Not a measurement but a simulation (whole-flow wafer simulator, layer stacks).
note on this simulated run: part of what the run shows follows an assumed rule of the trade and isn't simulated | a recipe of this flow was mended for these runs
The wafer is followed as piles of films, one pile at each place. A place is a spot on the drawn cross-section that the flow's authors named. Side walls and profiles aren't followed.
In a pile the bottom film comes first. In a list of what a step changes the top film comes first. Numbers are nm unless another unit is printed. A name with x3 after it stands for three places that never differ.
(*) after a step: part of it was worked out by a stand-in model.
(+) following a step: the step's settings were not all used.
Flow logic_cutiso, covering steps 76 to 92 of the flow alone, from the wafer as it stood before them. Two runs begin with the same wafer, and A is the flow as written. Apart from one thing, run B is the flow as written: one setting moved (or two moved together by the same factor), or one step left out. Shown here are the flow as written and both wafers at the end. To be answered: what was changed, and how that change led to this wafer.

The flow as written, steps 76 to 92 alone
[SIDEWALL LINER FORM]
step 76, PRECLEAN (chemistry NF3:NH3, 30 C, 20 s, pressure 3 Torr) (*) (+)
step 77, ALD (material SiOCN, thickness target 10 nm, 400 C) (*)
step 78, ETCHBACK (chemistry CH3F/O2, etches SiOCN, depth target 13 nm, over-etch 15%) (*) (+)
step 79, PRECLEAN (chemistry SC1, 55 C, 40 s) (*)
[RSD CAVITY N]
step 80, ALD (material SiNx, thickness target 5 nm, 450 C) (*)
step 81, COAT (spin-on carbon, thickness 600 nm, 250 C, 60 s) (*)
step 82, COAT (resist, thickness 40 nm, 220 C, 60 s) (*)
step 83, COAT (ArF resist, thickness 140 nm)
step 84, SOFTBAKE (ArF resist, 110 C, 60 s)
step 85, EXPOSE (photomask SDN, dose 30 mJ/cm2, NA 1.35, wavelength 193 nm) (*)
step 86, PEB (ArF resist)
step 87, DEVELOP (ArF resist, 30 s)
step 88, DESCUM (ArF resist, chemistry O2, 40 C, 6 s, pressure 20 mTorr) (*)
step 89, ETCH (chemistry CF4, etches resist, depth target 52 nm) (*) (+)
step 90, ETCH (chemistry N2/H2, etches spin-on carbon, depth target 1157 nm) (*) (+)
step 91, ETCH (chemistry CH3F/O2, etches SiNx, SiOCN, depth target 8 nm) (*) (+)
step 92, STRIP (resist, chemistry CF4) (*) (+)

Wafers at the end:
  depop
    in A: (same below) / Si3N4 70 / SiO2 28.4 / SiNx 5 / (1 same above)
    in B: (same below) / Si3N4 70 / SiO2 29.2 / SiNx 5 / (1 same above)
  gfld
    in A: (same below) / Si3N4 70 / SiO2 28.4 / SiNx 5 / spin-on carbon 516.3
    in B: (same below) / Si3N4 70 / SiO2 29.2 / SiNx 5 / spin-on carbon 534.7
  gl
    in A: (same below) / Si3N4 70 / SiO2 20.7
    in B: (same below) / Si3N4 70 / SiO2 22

Cause: step 77, ALD: thickness target 13.2 nm was run, though the flow has thickness target 10 nm.

The path from the change to this, step by step:
  step 77, ALD (material SiOCN, thickness target 10 nm, 400 C) (*)
      depop, dpovl x3, gfld and 13 more: A SiOCN gains 10 (new film) | B SiOCN gains 13.2 (new film)
  step 78, ETCHBACK (chemistry CH3F/O2, etches SiOCN, depth target 13 nm, over-etch 15%) (*) (+)
      depop, dpovl x3, gfld and 8 more: A SiOCN loses 10 (all of it), SiO2 loses 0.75 | B SiOCN loses 13.2 (all of it)
      rsdn, rsdp, rsdw, rsdx: A SiOCN loses 10 (all of it), Si loses 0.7 | B SiOCN loses 13.2 (all of it)
      (as well as at 1 more place)
  step 81, COAT (spin-on carbon, thickness 600 nm, 250 C, 60 s) (*)
      gfld, gxf, gxn, gxp: A spin-on carbon gains 516.3 (new film) | B spin-on carbon gains 534.7 (new film)
      gl, glp, plug, tap: A spin-on carbon gains 516.4 (new film) | B spin-on carbon gains 534.7 (new film)
      (as well as at 9 more places)
  step 90, ETCH (chemistry N2/H2, etches spin-on carbon, depth target 1157 nm) (*) (+)
      depop, dpovl x3, gfld and 10 more: A ArF resist loses 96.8 (all of it), resist loses 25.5 | B ArF resist loses 96.8 (all of it), resist loses 26.3
      gl, tap: A spin-on carbon loses 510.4 (all of it), SiNx loses 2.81 | B spin-on carbon loses 528.7 (all of it), SiNx loses 2.87
      (as well as at 5 more places)
  step 92, STRIP (resist, chemistry CF4) (*) (+)
      depop, dpovl x3, ns: A resist loses 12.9 (all of it) | B resist loses 12.1 (all of it)
      gfld, gxf, gxp, iso, lnri: A resist loses 13 (all of it) | B resist loses 12.1 (all of it)
      (as well as at 10 more places)
